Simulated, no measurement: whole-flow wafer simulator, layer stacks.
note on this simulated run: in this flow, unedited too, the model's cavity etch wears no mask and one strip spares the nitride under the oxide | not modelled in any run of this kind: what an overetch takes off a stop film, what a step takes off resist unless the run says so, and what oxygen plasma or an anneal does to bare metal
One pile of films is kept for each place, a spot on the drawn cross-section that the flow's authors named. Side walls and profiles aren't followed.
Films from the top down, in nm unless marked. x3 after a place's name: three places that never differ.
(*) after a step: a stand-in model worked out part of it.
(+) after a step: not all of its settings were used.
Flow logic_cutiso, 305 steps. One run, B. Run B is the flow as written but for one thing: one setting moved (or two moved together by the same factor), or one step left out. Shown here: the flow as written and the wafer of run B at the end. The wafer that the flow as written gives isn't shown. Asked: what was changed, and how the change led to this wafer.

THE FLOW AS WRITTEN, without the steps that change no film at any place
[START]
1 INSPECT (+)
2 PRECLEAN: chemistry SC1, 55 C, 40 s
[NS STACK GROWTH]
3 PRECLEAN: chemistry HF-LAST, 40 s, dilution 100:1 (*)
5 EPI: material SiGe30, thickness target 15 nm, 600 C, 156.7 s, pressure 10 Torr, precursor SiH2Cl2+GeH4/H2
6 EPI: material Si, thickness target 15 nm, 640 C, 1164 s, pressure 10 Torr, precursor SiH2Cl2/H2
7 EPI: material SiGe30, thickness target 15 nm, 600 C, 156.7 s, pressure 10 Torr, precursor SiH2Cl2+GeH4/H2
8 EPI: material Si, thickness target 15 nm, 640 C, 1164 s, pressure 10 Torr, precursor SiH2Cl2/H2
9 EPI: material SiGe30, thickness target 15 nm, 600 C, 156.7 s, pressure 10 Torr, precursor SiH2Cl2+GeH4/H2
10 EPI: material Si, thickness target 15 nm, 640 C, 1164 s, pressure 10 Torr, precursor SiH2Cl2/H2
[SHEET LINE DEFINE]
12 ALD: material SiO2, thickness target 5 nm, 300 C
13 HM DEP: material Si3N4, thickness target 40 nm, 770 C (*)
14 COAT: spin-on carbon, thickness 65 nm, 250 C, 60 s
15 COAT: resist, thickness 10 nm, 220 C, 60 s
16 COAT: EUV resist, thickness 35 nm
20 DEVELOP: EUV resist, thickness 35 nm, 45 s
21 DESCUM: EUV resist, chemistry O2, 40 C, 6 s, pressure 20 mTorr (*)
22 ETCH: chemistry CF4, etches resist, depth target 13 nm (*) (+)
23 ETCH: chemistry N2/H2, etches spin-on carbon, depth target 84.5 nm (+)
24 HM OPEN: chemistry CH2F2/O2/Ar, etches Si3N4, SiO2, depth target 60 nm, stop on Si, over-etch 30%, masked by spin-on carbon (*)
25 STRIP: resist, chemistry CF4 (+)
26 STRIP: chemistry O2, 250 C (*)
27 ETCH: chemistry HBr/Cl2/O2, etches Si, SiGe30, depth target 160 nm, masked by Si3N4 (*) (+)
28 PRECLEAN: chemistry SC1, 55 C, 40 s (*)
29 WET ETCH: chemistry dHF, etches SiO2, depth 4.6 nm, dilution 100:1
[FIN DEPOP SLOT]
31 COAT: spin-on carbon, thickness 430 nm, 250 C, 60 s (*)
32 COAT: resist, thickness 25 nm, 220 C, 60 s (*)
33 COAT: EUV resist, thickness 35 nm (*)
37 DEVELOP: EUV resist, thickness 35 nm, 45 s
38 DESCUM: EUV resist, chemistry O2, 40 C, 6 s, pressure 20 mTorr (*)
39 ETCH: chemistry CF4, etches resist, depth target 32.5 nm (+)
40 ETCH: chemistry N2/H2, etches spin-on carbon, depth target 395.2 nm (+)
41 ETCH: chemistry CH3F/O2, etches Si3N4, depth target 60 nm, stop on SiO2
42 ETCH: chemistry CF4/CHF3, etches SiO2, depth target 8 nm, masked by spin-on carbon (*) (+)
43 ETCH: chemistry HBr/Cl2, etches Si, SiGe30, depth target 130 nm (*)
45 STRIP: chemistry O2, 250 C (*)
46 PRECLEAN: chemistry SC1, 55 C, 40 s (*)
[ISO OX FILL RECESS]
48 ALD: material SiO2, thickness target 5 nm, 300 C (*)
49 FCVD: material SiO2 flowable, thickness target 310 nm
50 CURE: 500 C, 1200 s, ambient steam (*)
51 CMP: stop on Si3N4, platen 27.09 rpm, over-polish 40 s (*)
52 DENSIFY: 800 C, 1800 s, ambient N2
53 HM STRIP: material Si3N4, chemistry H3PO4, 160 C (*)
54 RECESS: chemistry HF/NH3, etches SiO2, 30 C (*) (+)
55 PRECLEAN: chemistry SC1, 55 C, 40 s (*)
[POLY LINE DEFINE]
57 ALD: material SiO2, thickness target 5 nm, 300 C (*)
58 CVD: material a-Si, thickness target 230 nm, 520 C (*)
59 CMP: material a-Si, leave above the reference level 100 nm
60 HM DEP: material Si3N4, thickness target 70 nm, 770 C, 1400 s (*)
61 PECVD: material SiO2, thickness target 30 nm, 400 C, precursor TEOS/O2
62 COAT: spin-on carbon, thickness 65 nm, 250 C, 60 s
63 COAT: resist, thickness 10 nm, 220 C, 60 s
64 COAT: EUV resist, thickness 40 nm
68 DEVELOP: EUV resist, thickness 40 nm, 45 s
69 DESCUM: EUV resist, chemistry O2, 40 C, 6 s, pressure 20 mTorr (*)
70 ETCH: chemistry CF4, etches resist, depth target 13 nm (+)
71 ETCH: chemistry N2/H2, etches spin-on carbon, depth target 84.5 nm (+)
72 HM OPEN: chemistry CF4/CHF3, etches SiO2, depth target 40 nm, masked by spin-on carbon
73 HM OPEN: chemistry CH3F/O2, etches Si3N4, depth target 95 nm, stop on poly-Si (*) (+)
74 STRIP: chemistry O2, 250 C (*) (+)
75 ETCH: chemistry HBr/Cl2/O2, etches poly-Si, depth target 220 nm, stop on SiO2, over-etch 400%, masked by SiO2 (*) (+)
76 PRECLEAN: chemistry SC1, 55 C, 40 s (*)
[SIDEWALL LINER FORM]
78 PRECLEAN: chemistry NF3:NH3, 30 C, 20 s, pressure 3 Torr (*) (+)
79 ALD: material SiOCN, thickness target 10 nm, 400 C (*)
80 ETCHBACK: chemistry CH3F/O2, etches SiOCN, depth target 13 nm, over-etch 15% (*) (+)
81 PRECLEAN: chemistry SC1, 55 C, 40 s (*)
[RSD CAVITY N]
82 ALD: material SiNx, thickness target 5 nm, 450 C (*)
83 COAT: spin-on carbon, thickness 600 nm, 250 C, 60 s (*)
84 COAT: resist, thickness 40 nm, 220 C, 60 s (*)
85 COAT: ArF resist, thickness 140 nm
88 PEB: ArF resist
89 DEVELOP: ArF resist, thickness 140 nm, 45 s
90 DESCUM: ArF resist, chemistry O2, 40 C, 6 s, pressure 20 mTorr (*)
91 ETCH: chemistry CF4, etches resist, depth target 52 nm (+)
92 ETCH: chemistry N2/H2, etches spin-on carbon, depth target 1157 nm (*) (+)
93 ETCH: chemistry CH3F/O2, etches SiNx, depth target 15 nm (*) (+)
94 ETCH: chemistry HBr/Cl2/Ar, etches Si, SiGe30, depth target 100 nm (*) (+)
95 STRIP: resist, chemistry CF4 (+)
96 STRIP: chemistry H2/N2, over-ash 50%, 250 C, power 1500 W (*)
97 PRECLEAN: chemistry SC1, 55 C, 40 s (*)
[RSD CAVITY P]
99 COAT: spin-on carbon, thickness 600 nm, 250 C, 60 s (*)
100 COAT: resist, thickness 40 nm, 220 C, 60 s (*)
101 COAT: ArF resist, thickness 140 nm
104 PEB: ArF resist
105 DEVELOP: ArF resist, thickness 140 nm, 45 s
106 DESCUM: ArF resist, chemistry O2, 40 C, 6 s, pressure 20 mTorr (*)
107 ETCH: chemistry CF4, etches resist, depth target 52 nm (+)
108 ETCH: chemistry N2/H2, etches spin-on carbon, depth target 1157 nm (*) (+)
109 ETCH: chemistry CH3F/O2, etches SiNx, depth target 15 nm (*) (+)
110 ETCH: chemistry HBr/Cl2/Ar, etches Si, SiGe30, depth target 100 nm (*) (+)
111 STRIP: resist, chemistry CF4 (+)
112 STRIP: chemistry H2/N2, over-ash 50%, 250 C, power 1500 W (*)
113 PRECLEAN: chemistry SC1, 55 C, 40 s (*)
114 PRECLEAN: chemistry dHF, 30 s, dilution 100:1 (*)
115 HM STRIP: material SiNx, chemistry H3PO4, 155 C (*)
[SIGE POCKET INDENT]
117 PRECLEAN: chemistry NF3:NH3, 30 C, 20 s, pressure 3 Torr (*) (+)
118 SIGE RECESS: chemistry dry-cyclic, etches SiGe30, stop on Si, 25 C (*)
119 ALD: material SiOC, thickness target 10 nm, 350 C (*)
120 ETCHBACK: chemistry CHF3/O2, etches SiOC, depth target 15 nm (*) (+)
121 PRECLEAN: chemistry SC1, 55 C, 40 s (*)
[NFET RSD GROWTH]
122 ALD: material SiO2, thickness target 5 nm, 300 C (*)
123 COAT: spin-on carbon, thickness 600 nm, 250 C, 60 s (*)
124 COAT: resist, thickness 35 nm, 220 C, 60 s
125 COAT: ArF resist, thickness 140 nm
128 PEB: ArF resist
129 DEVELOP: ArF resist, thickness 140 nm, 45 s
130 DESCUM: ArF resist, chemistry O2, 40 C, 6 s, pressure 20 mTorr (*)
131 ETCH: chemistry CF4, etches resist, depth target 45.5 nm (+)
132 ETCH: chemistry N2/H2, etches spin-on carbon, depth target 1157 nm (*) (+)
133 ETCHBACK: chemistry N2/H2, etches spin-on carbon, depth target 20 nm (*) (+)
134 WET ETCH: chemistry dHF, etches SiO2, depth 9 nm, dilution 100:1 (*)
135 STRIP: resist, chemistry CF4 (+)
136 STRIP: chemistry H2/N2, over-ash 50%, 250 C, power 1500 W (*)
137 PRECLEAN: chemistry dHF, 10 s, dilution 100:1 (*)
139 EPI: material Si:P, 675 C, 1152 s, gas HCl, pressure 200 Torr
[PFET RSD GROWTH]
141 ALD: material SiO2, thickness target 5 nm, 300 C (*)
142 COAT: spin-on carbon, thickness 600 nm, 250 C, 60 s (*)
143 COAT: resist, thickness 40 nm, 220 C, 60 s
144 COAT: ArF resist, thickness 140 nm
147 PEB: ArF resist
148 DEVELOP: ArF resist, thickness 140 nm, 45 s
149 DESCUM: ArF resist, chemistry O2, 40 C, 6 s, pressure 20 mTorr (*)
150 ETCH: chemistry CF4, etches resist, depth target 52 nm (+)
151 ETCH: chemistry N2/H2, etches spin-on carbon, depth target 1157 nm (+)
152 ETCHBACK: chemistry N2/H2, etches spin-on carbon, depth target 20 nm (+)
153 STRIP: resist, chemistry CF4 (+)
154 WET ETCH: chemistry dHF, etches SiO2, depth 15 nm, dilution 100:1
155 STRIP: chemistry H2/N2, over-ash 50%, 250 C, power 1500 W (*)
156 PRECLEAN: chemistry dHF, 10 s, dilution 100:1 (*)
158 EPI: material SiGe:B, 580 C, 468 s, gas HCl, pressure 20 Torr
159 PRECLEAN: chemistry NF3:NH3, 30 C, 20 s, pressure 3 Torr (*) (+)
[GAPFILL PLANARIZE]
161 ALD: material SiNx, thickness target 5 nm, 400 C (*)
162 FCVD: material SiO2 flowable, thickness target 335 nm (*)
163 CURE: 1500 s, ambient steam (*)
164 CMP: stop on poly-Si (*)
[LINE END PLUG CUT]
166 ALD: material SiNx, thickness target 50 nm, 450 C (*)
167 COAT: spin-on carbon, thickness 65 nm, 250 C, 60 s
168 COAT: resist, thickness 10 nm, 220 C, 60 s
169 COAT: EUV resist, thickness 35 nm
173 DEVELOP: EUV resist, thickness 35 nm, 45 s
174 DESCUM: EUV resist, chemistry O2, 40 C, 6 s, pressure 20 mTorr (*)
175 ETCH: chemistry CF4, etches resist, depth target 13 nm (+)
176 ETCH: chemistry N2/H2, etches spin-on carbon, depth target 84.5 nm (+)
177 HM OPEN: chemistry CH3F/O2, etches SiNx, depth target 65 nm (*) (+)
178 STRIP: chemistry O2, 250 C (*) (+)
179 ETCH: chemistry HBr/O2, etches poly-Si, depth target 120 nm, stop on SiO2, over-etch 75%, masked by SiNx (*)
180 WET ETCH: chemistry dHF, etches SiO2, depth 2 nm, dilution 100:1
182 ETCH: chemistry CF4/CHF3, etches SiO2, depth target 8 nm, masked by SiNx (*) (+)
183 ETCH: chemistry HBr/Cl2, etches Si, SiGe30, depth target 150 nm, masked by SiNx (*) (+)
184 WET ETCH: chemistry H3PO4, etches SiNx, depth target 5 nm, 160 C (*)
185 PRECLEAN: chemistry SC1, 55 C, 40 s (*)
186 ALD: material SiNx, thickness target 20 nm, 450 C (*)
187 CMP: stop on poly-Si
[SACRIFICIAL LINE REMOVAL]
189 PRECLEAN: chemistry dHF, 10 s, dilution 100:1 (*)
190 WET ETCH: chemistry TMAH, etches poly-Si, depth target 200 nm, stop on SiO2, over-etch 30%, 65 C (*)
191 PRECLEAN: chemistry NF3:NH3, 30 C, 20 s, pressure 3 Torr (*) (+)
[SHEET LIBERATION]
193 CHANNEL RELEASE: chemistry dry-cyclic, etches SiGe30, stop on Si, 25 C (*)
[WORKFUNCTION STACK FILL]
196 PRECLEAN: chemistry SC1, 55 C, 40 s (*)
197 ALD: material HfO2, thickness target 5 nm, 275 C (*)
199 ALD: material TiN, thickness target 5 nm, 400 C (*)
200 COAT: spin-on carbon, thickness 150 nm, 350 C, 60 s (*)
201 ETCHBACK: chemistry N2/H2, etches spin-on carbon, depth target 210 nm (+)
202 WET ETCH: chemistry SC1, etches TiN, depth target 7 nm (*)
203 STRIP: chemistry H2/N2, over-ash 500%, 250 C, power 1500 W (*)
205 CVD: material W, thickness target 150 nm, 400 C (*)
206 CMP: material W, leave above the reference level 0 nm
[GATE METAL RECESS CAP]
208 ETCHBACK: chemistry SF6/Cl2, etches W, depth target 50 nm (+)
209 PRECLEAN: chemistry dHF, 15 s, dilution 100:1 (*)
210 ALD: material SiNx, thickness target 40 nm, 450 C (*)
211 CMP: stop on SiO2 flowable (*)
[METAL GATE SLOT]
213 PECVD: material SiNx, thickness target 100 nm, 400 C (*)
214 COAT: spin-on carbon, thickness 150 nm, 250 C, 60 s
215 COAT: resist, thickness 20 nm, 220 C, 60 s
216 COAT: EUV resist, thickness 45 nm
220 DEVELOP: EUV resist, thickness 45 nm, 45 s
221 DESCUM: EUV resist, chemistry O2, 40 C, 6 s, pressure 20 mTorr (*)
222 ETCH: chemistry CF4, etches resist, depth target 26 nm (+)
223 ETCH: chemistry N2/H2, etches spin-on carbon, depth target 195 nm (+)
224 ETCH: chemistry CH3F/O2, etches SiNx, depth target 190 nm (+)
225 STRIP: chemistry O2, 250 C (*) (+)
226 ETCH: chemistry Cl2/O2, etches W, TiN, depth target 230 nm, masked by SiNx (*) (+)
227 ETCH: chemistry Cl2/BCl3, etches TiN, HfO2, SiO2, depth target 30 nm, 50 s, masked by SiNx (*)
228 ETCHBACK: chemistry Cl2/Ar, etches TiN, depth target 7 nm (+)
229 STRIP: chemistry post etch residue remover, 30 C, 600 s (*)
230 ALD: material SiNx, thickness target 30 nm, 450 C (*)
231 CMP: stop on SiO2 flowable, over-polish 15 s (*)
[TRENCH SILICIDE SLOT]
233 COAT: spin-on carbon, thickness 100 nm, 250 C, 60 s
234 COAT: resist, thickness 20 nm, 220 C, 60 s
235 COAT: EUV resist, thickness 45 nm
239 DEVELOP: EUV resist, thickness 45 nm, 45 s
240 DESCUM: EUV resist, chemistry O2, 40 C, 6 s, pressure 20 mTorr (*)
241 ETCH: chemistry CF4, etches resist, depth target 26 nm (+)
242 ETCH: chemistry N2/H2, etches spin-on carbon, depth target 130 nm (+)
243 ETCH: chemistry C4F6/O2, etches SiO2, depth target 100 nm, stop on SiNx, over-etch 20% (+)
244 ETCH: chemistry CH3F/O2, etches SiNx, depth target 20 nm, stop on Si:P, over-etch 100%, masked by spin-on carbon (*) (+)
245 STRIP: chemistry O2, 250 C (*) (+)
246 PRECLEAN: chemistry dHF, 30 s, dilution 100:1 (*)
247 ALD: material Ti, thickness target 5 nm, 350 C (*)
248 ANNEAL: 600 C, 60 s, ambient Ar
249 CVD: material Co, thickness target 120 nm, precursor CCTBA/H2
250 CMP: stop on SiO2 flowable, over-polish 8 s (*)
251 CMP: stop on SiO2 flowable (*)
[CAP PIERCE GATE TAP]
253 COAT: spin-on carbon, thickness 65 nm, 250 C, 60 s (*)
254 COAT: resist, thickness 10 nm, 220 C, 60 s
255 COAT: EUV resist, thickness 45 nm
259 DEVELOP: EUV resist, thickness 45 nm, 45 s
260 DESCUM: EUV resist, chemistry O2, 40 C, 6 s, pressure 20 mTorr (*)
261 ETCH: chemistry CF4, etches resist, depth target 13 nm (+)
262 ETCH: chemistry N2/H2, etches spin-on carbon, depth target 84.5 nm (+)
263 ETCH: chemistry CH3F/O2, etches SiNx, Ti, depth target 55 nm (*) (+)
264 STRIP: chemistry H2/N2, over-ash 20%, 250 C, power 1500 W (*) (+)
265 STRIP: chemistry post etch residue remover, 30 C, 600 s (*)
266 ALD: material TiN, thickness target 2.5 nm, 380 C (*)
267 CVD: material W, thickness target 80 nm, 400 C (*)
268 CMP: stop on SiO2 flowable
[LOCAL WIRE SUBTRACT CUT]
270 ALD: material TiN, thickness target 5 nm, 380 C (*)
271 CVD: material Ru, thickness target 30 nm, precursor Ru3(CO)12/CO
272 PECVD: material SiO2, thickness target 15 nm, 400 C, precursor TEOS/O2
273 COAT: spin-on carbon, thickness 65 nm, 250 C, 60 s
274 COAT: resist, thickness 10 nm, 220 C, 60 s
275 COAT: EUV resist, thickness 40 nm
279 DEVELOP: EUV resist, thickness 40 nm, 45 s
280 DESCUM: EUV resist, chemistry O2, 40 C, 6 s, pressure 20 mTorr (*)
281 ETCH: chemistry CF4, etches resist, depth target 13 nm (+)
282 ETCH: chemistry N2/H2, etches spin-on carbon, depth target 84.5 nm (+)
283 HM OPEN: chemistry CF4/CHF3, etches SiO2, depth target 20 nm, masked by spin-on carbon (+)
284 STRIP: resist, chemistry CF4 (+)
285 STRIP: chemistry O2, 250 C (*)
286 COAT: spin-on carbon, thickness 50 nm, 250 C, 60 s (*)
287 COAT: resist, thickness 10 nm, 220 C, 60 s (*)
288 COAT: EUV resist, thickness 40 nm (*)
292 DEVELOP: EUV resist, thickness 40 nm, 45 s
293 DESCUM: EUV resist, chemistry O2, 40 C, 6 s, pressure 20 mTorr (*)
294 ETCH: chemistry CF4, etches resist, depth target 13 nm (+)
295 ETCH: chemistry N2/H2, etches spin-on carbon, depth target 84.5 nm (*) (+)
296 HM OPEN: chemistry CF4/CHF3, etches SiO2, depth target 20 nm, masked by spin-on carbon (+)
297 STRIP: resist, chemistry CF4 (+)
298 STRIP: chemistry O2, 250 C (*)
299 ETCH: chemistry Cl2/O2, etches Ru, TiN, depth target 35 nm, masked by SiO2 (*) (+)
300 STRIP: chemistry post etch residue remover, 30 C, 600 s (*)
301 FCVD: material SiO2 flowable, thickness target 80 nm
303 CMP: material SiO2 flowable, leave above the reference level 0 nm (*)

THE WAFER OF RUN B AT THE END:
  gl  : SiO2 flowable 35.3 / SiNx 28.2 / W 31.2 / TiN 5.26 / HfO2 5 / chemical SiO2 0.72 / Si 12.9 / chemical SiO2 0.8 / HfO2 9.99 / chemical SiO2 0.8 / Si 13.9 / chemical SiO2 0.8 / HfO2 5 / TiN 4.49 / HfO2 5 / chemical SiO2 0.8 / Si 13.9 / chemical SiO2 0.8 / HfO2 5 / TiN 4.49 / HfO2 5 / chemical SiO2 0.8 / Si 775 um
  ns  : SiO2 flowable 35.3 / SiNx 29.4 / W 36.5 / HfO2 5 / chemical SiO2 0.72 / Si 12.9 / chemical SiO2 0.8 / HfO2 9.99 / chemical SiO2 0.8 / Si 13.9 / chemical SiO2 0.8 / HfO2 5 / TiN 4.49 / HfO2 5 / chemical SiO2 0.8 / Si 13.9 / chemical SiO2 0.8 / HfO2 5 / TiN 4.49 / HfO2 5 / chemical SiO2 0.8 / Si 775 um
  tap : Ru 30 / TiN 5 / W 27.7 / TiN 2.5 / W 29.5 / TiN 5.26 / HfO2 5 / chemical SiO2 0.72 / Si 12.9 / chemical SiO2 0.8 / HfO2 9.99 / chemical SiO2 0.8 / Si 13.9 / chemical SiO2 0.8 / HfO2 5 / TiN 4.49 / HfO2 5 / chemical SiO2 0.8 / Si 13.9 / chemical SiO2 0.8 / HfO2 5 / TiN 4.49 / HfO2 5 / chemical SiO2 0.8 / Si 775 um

The cause: step 9, EPI: 109.7 s was run, where the flow has 156.7 s.

How the change led to this, step by step:
  9 EPI: material SiGe30, thickness target 15 nm, 600 C, 156.7 s, pressure 10 Torr, precursor SiH2Cl2+GeH4/H2
      depop, dpovl, gfld and 19 more: SiGe30 +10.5 (new film) (as written it would be: SiGe30 +15 (new film))
  27 ETCH: chemistry HBr/Cl2/O2, etches Si, SiGe30, depth target 160 nm, masked by Si3N4 (*) (+)
      gfld, gxf, iso, lnri: chemical SiO2 -0.79 (all of it), Si -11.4 (all of it), SiGe30 -10.5 (all of it), Si -15 (all of it), SiGe30 -15 (all of it), Si -15 (all of it), SiGe30 -15 (all of it), Si -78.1 (as written it would be: chemical SiO2 -0.79 (all of it), Si -11.4 (all of it), SiGe30 -15 (all of it), Si -15 (all of it), SiGe30 -15 (all of it), Si -15 (all of it), SiGe30 -15 (all of it), Si -73.6)
      dpovl, nsgap: chemical SiO2 -0.79 (all of it), Si -11.8 (all of it), SiGe30 -10.5 (all of it), Si -15 (all of it), SiGe30 -15 (all of it), Si -15 (all of it), SiGe30 -15 (all of it), Si -77.7 (as written it would be: chemical SiO2 -0.79 (all of it), Si -11.8 (all of it), SiGe30 -15 (all of it), Si -15 (all of it), SiGe30 -15 (all of it), Si -15 (all of it), SiGe30 -15 (all of it), Si -73.2)
      (and at 1 more place)
  43 ETCH: chemistry HBr/Cl2, etches Si, SiGe30, depth target 130 nm (*)
      depop: Si -14 (all of it), SiGe30 -10.5 (all of it), Si -15 (all of it), SiGe30 -15 (all of it), Si -15 (all of it), SiGe30 -15 (all of it), Si -45.5 (as written it would be: Si -14 (all of it), SiGe30 -15 (all of it), Si -15 (all of it), SiGe30 -15 (all of it), Si -15 (all of it), SiGe30 -15 (all of it), Si -41)
  94 ETCH: chemistry HBr/Cl2/Ar, etches Si, SiGe30, depth target 100 nm (*) (+)
      rsdn, rsdx: chemical SiO2 -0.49 (all of it), Si -12.8 (all of it), SiGe30 -10.5 (all of it), Si -15 (all of it), SiGe30 -15 (all of it), Si -15 (all of it), SiGe30 -15 (all of it), Si -16.7 (as written it would be: chemical SiO2 -0.49 (all of it), Si -12.8 (all of it), SiGe30 -15 (all of it), Si -15 (all of it), SiGe30 -15 (all of it), Si -15 (all of it), SiGe30 -15 (all of it), Si -12.2)
  110 ETCH: chemistry HBr/Cl2/Ar, etches Si, SiGe30, depth target 100 nm (*) (+)
      rsdp, rsdw: chemical SiO2 -0.49 (all of it), Si -12.8 (all of it), SiGe30 -10.5 (all of it), Si -15 (all of it), SiGe30 -15 (all of it), Si -15 (all of it), SiGe30 -15 (all of it), Si -16.7 (as written it would be: chemical SiO2 -0.49 (all of it), Si -12.8 (all of it), SiGe30 -15 (all of it), Si -15 (all of it), SiGe30 -15 (all of it), Si -15 (all of it), SiGe30 -15 (all of it), Si -12.2)
  118 SIGE RECESS: chemistry dry-cyclic, etches SiGe30, stop on Si, 25 C (*)
      lnr, lnrp, lnrt: SiOCN -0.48, Si -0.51, cavity +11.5 (new film), SiGe30 -10.5 (all of it), Si -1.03, cavity +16 (new film), SiGe30 -15 (all of it), Si -1.03, cavity +16 (new film), SiGe30 -15 (all of it), Si -0.51 (as written it would be: SiOCN -0.48, Si -0.51, cavity +16 (new film), SiGe30 -15 (all of it), Si -1.03, cavity +16 (new film), SiGe30 -15 (all of it), Si -1.03, cavity +16 (new film), SiGe30 -15 (all of it), Si -0.51)
  119 ALD: material SiOC, thickness target 10 nm, 350 C (*)
      lnr, lnrp, lnrt: SiOC +10 (new film), SiOC +11.5 (new film), cavity -11.5 (all of it), SiOC +16 (new film), cavity -16 (all of it), SiOC +16 (new film), cavity -16 (all of it) (as written it would be: SiOC +10 (new film), SiOC +16 (new film), cavity -16 (all of it), SiOC +16 (new film), cavity -16 (all of it), SiOC +16 (new film), cavity -16 (all of it))
  183 ETCH: chemistry HBr/Cl2, etches Si, SiGe30, depth target 150 nm, masked by SiNx (*) (+)
      plug: Si -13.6 (all of it), SiGe30 -10.5 (all of it), Si -15 (all of it), SiGe30 -15 (all of it), Si -15 (all of it), SiGe30 -15 (all of it), Si -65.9 (as written it would be: Si -13.6 (all of it), SiGe30 -15 (all of it), Si -15 (all of it), SiGe30 -15 (all of it), Si -15 (all of it), SiGe30 -15 (all of it), Si -61.4)
  193 CHANNEL RELEASE: chemistry dry-cyclic, etches SiGe30, stop on Si, 25 C (*)
      gl, glp, gxn, gxp, ns, tap: chemical SiO2 +0.8 (new film), Si -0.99, chemical SiO2 +0.8 (new film), cavity +9.99 (new film), chemical SiO2 +0.8 (new film), SiGe30 -10.5 (all of it), Si -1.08, chemical SiO2 +0.8 (new film), cavity +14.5 (new film), chemical SiO2 +0.8 (new film), SiGe30 -15 (all of it), Si -1.08, chemical SiO2 +0.8 (new film), cavity +14.5 (new film), chemical SiO2 +0.8 (new film), SiGe30 -15 (all of it), Si -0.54 (as written it would be: chemical SiO2 +0.8 (new film), Si -0.99, chemical SiO2 +0.8 (new film), cavity +14.5 (new film), chemical SiO2 +0.8 (new film), SiGe30 -15 (all of it), Si -1.08, chemical SiO2 +0.8 (new film), cavity +14.5 (new film), chemical SiO2 +0.8 (new film), SiGe30 -15 (all of it), Si -1.08, chemical SiO2 +0.8 (new film), cavity +14.5 (new film), chemical SiO2 +0.8 (new film), SiGe30 -15 (all of it), Si -0.54)
  197 ALD: material HfO2, thickness target 5 nm, 275 C (*)
      gl, glp, gxn, gxp, ns, tap: HfO2 +5 (new film), HfO2 +9.99 (new film), cavity -9.99 (all of it), HfO2 +5 (new film), cavity -10, HfO2 +5 (new film), HfO2 +5 (new film), cavity -10, HfO2 +5 (new film) (as written it would be: HfO2 +5 (new film), HfO2 +5 (new film), cavity -10, HfO2 +5 (new film), HfO2 +5 (new film), cavity -10, HfO2 +5 (new film), HfO2 +5 (new film), cavity -10, HfO2 +5 (new film))
  199 ALD: material TiN, thickness target 5 nm, 400 C (*)
      gl, glp, tap: TiN +5.26 (new film), TiN +4.49 (new film), cavity -4.49 (all of it), TiN +4.49 (new film), cavity -4.49 (all of it) (as written it would be: TiN +5.26 (new film), TiN +4.49 (new film), cavity -4.49 (all of it), TiN +4.49 (new film), cavity -4.49 (all of it), TiN +4.49 (new film), cavity -4.49 (all of it))
      gxn, gxp, ns: TiN +5 (new film), TiN +4.49 (new film), cavity -4.49 (all of it), TiN +4.49 (new film), cavity -4.49 (all of it) (as written it would be: TiN +5 (new film), TiN +4.49 (new film), cavity -4.49 (all of it), TiN +4.49 (new film), cavity -4.49 (all of it), TiN +4.49 (new film), cavity -4.49 (all of it))
Counting metal films that touch as one body, gl has 3 bodies (between them, from the top down: HfO2 5 / chemical SiO2 0.72 / Si 12.9 / chemical SiO2 0.8 / HfO2 9.99 / chemical SiO2 0.8 / Si 13.9 / chemical SiO2 0.8 / HfO2 5; HfO2 5 / chemical SiO2 0.8 / Si 13.9 / chemical SiO2 0.8 / HfO2 5); the flow as written gives 4 bodies (between them, from the top down: HfO2 5 / chemical SiO2 0.72 / Si 12.9 / chemical SiO2 0.8 / HfO2 5; HfO2 5 / chemical SiO2 0.8 / Si 13.9 / chemical SiO2 0.8 / HfO2 5; HfO2 5 / chemical SiO2 0.8 / Si 13.9 / chemical SiO2 0.8 / HfO2 5).
Counting metal films that touch as one body, ns has 3 bodies (between them, from the top down: HfO2 5 / chemical SiO2 0.72 / Si 12.9 / chemical SiO2 0.8 / HfO2 9.99 / chemical SiO2 0.8 / Si 13.9 / chemical SiO2 0.8 / HfO2 5; HfO2 5 / chemical SiO2 0.8 / Si 13.9 / chemical SiO2 0.8 / HfO2 5); the flow as written gives 4 bodies (between them, from the top down: HfO2 5 / chemical SiO2 0.72 / Si 12.9 / chemical SiO2 0.8 / HfO2 5; HfO2 5 / chemical SiO2 0.8 / Si 13.9 / chemical SiO2 0.8 / HfO2 5; HfO2 5 / chemical SiO2 0.8 / Si 13.9 / chemical SiO2 0.8 / HfO2 5).
Counting metal films that touch as one body, tap has 3 bodies (between them, from the top down: HfO2 5 / chemical SiO2 0.72 / Si 12.9 / chemical SiO2 0.8 / HfO2 9.99 / chemical SiO2 0.8 / Si 13.9 / chemical SiO2 0.8 / HfO2 5; HfO2 5 / chemical SiO2 0.8 / Si 13.9 / chemical SiO2 0.8 / HfO2 5); the flow as written gives 4 bodies (between them, from the top down: HfO2 5 / chemical SiO2 0.72 / Si 12.9 / chemical SiO2 0.8 / HfO2 5; HfO2 5 / chemical SiO2 0.8 / Si 13.9 / chemical SiO2 0.8 / HfO2 5; HfO2 5 / chemical SiO2 0.8 / Si 13.9 / chemical SiO2 0.8 / HfO2 5).
